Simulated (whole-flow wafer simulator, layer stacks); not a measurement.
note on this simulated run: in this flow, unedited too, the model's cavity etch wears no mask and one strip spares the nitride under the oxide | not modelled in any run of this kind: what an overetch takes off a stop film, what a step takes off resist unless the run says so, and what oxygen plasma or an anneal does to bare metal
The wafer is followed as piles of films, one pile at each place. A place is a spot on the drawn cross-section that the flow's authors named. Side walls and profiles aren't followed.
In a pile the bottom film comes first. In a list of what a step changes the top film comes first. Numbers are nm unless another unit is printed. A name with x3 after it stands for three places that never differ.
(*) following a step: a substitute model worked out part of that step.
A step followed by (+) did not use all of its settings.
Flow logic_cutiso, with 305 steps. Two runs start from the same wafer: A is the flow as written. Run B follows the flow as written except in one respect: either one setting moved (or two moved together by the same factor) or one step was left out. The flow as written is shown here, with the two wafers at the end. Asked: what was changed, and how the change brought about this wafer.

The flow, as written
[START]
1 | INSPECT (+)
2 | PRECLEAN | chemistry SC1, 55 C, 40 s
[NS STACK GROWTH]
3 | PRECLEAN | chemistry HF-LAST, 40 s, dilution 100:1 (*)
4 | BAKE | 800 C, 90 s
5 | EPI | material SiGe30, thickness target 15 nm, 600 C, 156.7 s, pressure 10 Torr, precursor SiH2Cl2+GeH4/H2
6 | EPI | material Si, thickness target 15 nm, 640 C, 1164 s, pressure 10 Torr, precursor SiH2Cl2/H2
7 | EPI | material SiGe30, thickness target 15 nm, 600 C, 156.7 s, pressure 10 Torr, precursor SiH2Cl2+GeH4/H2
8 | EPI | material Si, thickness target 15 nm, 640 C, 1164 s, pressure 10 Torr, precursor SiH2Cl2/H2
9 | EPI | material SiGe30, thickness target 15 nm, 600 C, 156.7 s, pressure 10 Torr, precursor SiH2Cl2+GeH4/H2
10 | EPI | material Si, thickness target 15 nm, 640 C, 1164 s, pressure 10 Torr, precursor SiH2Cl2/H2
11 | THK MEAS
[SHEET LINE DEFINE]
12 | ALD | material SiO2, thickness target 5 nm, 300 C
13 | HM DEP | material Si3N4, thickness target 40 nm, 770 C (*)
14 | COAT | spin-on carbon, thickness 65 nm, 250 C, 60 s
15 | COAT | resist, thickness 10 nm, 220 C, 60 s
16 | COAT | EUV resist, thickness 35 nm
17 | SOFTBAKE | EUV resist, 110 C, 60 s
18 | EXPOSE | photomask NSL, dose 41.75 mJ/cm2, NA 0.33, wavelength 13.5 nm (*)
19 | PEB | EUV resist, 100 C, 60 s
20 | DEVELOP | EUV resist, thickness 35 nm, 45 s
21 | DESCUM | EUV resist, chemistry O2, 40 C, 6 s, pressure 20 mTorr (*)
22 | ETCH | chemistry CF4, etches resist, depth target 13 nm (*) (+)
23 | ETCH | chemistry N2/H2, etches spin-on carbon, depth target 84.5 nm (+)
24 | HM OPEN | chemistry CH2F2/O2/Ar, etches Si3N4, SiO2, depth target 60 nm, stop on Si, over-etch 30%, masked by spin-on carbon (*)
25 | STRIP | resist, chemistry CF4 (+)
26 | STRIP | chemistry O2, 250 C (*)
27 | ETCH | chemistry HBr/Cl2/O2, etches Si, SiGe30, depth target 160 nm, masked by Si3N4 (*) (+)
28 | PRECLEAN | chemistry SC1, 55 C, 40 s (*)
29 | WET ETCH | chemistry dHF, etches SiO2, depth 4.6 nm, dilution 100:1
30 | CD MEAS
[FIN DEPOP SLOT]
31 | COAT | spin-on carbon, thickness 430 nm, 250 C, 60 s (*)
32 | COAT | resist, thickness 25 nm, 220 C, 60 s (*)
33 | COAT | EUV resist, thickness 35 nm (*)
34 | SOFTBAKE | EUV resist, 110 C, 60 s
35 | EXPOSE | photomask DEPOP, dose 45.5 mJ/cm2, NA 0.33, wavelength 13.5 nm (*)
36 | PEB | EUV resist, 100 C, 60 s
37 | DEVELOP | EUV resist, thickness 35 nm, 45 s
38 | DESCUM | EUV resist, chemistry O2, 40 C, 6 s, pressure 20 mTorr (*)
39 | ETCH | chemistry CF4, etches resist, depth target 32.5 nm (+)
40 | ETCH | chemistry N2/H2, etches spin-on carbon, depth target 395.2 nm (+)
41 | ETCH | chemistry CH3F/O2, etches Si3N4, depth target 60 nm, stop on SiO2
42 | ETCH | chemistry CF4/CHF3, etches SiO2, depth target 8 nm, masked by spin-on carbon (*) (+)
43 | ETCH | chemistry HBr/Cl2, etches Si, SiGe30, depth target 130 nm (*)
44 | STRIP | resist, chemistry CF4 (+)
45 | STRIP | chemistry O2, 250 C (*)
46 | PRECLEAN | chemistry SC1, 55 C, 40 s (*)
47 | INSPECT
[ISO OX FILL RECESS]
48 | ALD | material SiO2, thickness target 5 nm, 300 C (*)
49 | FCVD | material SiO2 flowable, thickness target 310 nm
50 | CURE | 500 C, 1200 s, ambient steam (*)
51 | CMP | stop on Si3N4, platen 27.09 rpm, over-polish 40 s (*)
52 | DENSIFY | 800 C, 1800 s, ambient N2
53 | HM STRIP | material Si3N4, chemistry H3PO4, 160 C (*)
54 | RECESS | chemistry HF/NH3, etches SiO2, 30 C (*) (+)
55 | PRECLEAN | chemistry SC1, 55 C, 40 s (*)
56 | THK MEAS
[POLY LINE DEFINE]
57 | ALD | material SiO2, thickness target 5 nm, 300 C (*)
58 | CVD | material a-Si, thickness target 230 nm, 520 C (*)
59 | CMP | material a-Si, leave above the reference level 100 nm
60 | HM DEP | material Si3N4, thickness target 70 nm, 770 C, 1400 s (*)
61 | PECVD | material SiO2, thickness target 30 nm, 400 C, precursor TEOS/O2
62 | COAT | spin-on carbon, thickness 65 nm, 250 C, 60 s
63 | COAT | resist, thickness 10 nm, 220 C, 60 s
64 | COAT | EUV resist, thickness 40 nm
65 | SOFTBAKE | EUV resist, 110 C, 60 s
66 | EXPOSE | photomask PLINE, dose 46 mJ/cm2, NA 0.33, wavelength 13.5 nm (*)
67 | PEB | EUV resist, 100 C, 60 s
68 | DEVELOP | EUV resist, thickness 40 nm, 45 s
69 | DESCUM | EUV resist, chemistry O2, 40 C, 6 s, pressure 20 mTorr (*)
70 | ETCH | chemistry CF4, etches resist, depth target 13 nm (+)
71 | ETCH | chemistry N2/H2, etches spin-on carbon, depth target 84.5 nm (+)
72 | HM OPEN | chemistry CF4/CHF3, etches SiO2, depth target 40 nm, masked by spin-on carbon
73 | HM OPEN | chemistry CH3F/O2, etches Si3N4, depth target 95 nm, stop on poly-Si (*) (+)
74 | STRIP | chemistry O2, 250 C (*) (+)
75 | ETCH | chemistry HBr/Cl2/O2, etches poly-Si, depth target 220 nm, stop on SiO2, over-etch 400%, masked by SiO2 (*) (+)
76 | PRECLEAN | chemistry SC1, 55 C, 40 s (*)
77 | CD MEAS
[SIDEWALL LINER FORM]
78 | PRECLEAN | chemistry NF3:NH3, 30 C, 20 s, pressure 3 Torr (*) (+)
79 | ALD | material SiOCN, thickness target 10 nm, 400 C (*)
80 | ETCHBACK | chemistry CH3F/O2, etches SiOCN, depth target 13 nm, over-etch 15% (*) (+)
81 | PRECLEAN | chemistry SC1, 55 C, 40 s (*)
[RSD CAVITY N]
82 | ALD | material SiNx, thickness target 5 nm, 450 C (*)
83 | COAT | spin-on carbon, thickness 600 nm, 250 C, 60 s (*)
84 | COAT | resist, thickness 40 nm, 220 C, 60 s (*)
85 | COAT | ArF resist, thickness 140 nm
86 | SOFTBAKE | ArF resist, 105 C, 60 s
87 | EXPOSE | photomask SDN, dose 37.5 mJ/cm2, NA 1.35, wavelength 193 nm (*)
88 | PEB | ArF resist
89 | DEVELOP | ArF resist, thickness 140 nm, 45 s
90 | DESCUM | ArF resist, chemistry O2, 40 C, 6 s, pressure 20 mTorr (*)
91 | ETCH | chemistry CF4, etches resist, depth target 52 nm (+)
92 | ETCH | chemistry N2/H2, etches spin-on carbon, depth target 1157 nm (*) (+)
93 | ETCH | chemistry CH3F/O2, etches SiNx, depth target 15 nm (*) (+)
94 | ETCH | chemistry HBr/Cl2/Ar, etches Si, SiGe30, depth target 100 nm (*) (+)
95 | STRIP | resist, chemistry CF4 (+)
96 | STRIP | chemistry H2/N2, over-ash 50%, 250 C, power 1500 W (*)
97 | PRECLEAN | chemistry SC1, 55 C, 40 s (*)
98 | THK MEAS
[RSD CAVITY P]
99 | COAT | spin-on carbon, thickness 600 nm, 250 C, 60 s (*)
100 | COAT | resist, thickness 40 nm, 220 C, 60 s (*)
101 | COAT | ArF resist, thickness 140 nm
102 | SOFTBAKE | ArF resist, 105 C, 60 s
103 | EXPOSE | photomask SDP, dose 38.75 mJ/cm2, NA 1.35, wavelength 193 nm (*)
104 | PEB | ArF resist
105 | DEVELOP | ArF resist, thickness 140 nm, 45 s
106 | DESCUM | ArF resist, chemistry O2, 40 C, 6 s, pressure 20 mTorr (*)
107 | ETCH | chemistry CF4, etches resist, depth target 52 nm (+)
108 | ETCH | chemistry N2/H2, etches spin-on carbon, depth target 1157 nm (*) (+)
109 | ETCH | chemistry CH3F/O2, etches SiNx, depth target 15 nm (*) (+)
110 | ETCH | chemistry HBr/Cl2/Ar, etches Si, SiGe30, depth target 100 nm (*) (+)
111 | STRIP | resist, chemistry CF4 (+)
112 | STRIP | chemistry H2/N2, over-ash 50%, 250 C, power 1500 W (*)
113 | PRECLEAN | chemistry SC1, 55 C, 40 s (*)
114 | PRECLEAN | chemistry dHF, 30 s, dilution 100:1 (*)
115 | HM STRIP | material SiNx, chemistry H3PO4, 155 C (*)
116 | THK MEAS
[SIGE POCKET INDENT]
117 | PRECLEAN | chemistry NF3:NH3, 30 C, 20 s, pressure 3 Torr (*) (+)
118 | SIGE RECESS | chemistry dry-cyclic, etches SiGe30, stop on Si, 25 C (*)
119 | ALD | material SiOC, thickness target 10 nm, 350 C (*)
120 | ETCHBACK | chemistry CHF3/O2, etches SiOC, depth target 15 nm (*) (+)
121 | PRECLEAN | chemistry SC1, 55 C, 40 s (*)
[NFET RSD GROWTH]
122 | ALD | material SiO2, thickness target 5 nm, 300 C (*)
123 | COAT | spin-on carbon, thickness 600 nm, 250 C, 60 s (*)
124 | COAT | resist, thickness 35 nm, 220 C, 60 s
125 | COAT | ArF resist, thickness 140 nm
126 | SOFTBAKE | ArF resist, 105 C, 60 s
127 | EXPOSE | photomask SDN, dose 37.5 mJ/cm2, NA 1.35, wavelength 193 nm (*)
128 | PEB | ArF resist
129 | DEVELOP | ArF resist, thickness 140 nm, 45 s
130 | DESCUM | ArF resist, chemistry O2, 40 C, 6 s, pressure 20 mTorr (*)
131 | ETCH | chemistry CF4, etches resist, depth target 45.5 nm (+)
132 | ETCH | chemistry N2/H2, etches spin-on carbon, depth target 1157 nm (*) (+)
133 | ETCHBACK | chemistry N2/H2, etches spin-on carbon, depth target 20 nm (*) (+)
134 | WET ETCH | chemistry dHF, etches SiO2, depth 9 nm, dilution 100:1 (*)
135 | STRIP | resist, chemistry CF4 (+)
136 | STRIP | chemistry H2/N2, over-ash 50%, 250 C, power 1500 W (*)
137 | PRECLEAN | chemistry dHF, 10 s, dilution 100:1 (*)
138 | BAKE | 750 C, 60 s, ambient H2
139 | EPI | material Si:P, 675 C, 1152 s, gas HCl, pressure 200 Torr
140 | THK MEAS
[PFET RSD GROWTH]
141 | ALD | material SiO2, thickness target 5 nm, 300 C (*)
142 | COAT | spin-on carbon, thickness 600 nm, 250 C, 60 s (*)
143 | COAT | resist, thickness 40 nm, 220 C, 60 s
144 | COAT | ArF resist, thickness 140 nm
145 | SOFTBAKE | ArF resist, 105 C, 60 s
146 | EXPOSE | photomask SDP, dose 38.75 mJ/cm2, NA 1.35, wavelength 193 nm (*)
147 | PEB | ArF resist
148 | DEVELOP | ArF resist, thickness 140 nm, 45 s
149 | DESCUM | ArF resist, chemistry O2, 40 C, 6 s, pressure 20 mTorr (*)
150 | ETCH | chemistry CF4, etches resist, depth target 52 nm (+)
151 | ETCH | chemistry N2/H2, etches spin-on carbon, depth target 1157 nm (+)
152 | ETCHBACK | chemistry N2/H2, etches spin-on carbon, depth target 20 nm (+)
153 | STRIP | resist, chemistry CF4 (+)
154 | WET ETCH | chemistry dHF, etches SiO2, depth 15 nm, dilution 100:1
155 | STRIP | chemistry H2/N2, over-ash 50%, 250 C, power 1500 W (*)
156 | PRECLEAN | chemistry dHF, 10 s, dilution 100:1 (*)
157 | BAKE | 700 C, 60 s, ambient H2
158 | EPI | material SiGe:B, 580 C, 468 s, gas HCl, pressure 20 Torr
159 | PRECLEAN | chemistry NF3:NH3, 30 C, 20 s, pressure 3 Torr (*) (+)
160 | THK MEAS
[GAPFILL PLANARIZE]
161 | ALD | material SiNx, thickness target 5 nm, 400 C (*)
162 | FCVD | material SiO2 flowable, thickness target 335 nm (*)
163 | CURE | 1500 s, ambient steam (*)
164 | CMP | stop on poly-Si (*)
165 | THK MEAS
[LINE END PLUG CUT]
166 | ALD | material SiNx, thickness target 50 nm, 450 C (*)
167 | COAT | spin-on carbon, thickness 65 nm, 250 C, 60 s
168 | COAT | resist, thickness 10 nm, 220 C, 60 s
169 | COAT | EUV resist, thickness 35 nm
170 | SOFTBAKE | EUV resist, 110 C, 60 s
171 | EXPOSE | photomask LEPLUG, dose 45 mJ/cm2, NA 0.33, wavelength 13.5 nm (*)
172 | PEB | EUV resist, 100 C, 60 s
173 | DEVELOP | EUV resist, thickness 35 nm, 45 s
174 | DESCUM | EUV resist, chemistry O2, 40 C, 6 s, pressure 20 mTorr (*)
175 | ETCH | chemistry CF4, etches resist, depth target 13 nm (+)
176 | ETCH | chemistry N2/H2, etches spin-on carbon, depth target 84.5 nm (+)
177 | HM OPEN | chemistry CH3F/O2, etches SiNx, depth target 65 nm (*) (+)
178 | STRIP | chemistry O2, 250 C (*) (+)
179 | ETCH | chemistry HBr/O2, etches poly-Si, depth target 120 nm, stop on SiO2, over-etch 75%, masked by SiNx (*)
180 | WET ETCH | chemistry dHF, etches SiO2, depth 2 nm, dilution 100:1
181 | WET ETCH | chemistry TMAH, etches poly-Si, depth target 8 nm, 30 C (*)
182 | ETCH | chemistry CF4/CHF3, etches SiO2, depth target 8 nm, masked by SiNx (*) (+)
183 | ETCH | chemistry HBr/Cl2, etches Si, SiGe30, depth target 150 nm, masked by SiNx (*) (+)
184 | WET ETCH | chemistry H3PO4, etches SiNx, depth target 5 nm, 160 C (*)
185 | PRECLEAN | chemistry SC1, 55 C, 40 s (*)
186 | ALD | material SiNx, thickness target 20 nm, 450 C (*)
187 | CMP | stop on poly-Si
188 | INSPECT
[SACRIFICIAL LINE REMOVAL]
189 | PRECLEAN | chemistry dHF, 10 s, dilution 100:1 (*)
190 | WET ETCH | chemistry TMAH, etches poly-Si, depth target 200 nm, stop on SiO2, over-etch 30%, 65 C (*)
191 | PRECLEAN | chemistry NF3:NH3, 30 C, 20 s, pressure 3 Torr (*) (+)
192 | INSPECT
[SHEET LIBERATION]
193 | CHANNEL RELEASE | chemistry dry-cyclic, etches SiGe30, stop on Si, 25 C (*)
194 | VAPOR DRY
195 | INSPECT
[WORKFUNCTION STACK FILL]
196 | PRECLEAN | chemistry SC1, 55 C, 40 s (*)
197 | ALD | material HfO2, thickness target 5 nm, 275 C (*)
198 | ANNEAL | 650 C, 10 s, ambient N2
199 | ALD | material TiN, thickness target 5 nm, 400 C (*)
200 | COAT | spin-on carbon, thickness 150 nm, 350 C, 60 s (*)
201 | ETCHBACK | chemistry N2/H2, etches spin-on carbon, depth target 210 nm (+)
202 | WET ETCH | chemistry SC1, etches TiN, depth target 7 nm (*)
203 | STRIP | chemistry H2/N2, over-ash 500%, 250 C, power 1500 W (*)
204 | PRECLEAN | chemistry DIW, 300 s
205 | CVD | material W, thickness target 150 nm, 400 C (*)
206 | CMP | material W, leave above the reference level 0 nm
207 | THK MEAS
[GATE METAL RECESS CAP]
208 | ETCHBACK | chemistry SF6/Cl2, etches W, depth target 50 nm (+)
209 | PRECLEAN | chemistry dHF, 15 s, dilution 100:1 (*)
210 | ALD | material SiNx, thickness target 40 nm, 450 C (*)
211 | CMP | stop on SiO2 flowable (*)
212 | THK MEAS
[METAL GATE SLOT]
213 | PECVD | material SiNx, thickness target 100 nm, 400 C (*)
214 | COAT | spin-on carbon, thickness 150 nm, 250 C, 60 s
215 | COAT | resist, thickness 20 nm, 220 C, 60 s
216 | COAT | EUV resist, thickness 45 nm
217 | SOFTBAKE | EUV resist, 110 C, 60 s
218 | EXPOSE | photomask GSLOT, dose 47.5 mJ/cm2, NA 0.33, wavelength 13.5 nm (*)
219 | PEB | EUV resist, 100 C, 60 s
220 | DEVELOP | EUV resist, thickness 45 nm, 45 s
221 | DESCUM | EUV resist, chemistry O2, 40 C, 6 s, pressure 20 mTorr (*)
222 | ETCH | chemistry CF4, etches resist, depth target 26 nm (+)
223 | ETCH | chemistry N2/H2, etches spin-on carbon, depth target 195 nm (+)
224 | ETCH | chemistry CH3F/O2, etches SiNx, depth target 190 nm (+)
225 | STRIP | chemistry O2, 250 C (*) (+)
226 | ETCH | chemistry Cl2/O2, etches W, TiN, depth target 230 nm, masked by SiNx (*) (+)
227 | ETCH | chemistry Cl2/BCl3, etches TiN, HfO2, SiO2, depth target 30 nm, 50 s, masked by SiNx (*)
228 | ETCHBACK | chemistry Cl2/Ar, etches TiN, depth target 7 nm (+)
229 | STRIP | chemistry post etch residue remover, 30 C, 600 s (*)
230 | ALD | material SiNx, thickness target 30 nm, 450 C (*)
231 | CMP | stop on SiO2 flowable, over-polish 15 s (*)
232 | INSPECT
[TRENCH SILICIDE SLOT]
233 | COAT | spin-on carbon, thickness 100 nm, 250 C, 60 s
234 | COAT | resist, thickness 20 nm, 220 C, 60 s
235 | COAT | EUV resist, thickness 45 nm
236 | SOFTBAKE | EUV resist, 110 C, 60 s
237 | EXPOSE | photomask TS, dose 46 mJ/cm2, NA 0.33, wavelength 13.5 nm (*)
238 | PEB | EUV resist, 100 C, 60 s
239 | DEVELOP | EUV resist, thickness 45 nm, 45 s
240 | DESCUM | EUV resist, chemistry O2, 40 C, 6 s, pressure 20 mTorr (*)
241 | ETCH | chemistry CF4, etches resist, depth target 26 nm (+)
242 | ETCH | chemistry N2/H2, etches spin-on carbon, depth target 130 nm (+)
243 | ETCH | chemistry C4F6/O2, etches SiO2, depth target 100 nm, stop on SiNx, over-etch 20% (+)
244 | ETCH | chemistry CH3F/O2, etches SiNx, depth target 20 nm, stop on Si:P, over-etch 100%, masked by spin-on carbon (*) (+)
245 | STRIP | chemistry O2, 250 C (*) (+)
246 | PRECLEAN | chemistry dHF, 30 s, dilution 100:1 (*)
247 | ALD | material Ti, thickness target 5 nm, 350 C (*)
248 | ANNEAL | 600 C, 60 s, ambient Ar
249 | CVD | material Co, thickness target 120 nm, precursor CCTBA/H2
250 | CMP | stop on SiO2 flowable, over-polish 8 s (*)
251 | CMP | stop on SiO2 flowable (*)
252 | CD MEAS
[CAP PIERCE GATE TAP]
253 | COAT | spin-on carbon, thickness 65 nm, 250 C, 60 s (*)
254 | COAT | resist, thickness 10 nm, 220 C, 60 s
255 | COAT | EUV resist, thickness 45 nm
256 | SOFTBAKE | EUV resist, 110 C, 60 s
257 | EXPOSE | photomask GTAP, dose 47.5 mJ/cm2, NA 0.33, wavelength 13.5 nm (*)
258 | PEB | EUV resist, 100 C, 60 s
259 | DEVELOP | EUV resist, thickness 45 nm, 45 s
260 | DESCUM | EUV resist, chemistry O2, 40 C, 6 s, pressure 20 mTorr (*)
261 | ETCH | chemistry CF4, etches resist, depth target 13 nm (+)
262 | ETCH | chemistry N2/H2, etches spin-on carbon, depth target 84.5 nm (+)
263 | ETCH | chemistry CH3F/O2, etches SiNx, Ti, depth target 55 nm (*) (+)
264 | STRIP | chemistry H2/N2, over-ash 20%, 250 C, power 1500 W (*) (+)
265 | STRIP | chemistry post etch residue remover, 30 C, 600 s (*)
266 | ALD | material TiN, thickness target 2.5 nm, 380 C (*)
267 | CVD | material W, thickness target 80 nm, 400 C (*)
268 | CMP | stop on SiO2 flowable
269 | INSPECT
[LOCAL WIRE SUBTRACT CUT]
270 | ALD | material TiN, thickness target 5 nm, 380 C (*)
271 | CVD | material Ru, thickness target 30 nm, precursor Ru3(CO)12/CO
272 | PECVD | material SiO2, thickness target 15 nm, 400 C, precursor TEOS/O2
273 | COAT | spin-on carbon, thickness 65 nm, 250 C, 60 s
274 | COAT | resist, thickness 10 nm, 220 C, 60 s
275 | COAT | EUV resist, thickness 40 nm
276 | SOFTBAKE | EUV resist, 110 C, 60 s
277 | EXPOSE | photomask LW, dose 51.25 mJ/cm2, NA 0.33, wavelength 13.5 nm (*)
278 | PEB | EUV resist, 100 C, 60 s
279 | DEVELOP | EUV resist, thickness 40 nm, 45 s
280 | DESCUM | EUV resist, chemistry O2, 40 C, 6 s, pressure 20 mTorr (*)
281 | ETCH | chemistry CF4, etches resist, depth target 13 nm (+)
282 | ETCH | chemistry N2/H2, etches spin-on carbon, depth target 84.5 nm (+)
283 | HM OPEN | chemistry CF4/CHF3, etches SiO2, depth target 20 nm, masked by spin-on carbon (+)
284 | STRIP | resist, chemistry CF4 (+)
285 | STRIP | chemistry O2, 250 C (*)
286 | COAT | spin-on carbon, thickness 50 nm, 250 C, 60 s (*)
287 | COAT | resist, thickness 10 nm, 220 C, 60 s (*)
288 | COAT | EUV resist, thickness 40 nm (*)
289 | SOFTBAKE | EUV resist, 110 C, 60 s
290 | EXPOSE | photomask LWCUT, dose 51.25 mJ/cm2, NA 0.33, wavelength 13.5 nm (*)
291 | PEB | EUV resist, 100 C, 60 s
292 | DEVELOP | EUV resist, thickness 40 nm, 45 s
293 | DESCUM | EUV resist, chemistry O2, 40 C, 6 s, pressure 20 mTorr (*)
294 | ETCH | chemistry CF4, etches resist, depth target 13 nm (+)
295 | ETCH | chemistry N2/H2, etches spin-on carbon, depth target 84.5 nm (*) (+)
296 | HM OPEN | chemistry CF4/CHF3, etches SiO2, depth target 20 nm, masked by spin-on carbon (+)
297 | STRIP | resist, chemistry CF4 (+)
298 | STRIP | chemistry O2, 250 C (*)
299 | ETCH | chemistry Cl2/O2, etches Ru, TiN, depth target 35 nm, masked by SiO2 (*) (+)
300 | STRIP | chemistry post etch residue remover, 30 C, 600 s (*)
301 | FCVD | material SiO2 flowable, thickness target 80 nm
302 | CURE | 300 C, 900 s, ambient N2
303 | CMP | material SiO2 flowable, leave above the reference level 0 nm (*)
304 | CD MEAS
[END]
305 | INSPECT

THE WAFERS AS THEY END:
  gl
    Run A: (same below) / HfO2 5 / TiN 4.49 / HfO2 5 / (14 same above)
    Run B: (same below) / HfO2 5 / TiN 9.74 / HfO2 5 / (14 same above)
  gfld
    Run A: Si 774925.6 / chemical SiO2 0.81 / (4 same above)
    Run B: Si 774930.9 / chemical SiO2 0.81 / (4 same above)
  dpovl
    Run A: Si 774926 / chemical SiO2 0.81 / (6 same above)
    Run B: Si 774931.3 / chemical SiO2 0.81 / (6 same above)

The reason: step 7, EPI: thickness target 20.2 nm was run, while the flow as written has thickness target 15 nm; step 7, EPI: 211.5 s was run, where the flow has 156.7 s.

The path from the change to this, step by step:
  7 | EPI | material SiGe30, thickness target 15 nm, 600 C, 156.7 s, pressure 10 Torr, precursor SiH2Cl2+GeH4/H2
      depop, dpovl, gfld and 19 more: A +15 SiGe30 (new film) | B +20.3 SiGe30 (new film)
  27 | ETCH | chemistry HBr/Cl2/O2, etches Si, SiGe30, depth target 160 nm, masked by Si3N4 (*) (+)
      gfld, gxf, iso, lnri: A -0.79 chemical SiO2 (all of it), -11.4 Si (all of it), -15 SiGe30 (all of it), -15 Si (all of it), -15 SiGe30 (all of it), -15 Si (all of it), -15 SiGe30 (all of it), -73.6 Si | B -0.79 chemical SiO2 (all of it), -11.4 Si (all of it), -15 SiGe30 (all of it), -15 Si (all of it), -20.3 SiGe30 (all of it), -15 Si (all of it), -15 SiGe30 (all of it), -68.4 Si
      dpovl, nsgap: A -0.79 chemical SiO2 (all of it), -11.8 Si (all of it), -15 SiGe30 (all of it), -15 Si (all of it), -15 SiGe30 (all of it), -15 Si (all of it), -15 SiGe30 (all of it), -73.2 Si | B -0.79 chemical SiO2 (all of it), -11.8 Si (all of it), -15 SiGe30 (all of it), -15 Si (all of it), -20.3 SiGe30 (all of it), -15 Si (all of it), -15 SiGe30 (all of it), -68 Si
      (as well as at 1 more place)
  43 | ETCH | chemistry HBr/Cl2, etches Si, SiGe30, depth target 130 nm (*)
      depop: A -14 Si (all of it), -15 SiGe30 (all of it), -15 Si (all of it), -15 SiGe30 (all of it), -15 Si (all of it), -15 SiGe30 (all of it), -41 Si | B -14 Si (all of it), -15 SiGe30 (all of it), -15 Si (all of it), -20.3 SiGe30 (all of it), -15 Si (all of it), -15 SiGe30 (all of it), -35.7 Si
  94 | ETCH | chemistry HBr/Cl2/Ar, etches Si, SiGe30, depth target 100 nm (*) (+)
      rsdn, rsdx: A -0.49 chemical SiO2 (all of it), -12.8 Si (all of it), -15 SiGe30 (all of it), -15 Si (all of it), -15 SiGe30 (all of it), -15 Si (all of it), -15 SiGe30 (all of it), -12.2 Si | B -0.49 chemical SiO2 (all of it), -12.8 Si (all of it), -15 SiGe30 (all of it), -15 Si (all of it), -20.3 SiGe30 (all of it), -15 Si (all of it), -15 SiGe30 (all of it), -6.91 Si
  110 | ETCH | chemistry HBr/Cl2/Ar, etches Si, SiGe30, depth target 100 nm (*) (+)
      rsdp, rsdw: A -0.49 chemical SiO2 (all of it), -12.8 Si (all of it), -15 SiGe30 (all of it), -15 Si (all of it), -15 SiGe30 (all of it), -15 Si (all of it), -15 SiGe30 (all of it), -12.2 Si | B -0.49 chemical SiO2 (all of it), -12.8 Si (all of it), -15 SiGe30 (all of it), -15 Si (all of it), -20.3 SiGe30 (all of it), -15 Si (all of it), -15 SiGe30 (all of it), -6.91 Si
  118 | SIGE RECESS | chemistry dry-cyclic, etches SiGe30, stop on Si, 25 C (*)
      lnr, lnrp, lnrt: A -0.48 SiOCN, -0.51 Si, +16 cavity (new film), -15 SiGe30 (all of it), -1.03 Si, +16 cavity (new film), -15 SiGe30 (all of it), -1.03 Si, +16 cavity (new film), -15 SiGe30 (all of it), -0.51 Si | B -0.48 SiOCN, -0.51 Si, +16 cavity (new film), -15 SiGe30 (all of it), -1.03 Si, +21.3 cavity (new film), -20.3 SiGe30 (all of it), -1.03 Si, +16 cavity (new film), -15 SiGe30 (all of it), -0.51 Si
  119 | ALD | material SiOC, thickness target 10 nm, 350 C (*)
      lnr, lnrp, lnrt: A +10 SiOC (new film), +16 SiOC (new film), -16 cavity (all of it), +16 SiOC (new film), -16 cavity (all of it), +16 SiOC (new film), -16 cavity (all of it) | B +10 SiOC (new film), +16 SiOC (new film), -16 cavity (all of it), +21.3 SiOC (new film), -21.3 cavity (all of it), +16 SiOC (new film), -16 cavity (all of it)
  183 | ETCH | chemistry HBr/Cl2, etches Si, SiGe30, depth target 150 nm, masked by SiNx (*) (+)
      plug: A -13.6 Si (all of it), -15 SiGe30 (all of it), -15 Si (all of it), -15 SiGe30 (all of it), -15 Si (all of it), -15 SiGe30 (all of it), -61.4 Si | B -13.6 Si (all of it), -15 SiGe30 (all of it), -15 Si (all of it), -20.3 SiGe30 (all of it), -15 Si (all of it), -15 SiGe30 (all of it), -56.2 Si
  193 | CHANNEL RELEASE | chemistry dry-cyclic, etches SiGe30, stop on Si, 25 C (*)
      gl, glp, gxn, gxp, ns, tap: A +0.8 chemical SiO2 (new film), -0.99 Si, +0.8 chemical SiO2 (new film), +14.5 cavity (new film), +0.8 chemical SiO2 (new film), -15 SiGe30 (all of it), -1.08 Si, +0.8 chemical SiO2 (new film), +14.5 cavity (new film), +0.8 chemical SiO2 (new film), -15 SiGe30 (all of it), -1.08 Si, +0.8 chemical SiO2 (new film), +14.5 cavity (new film), +0.8 chemical SiO2 (new film), -15 SiGe30 (all of it), -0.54 Si | B +0.8 chemical SiO2 (new film), -0.99 Si, +0.8 chemical SiO2 (new film), +14.5 cavity (new film), +0.8 chemical SiO2 (new film), -15 SiGe30 (all of it), -1.08 Si, +0.8 chemical SiO2 (new film), +19.7 cavity (new film), +0.8 chemical SiO2 (new film), -20.3 SiGe30 (all of it), -1.08 Si, +0.8 chemical SiO2 (new film), +14.5 cavity (new film), +0.8 chemical SiO2 (new film), -15 SiGe30 (all of it), -0.54 Si
  199 | ALD | material TiN, thickness target 5 nm, 400 C (*)
      gl, glp, tap: A +5.26 TiN (new film), +4.49 TiN (new film), -4.49 cavity (all of it), +4.49 TiN (new film), -4.49 cavity (all of it), +4.49 TiN (new film), -4.49 cavity (all of it) | B +5.26 TiN (new film), +4.49 TiN (new film), -4.49 cavity (all of it), +9.74 TiN (new film), -9.74 cavity (all of it), +4.49 TiN (new film), -4.49 cavity (all of it)
      gxn, gxp, ns: A +5 TiN (new film), +4.49 TiN (new film), -4.49 cavity (all of it), +4.49 TiN (new film), -4.49 cavity (all of it), +4.49 TiN (new film), -4.49 cavity (all of it) | B +5 TiN (new film), +4.49 TiN (new film), -4.49 cavity (all of it), +9.74 TiN (new film), -9.74 cavity (all of it), +4.49 TiN (new film), -4.49 cavity (all of it)
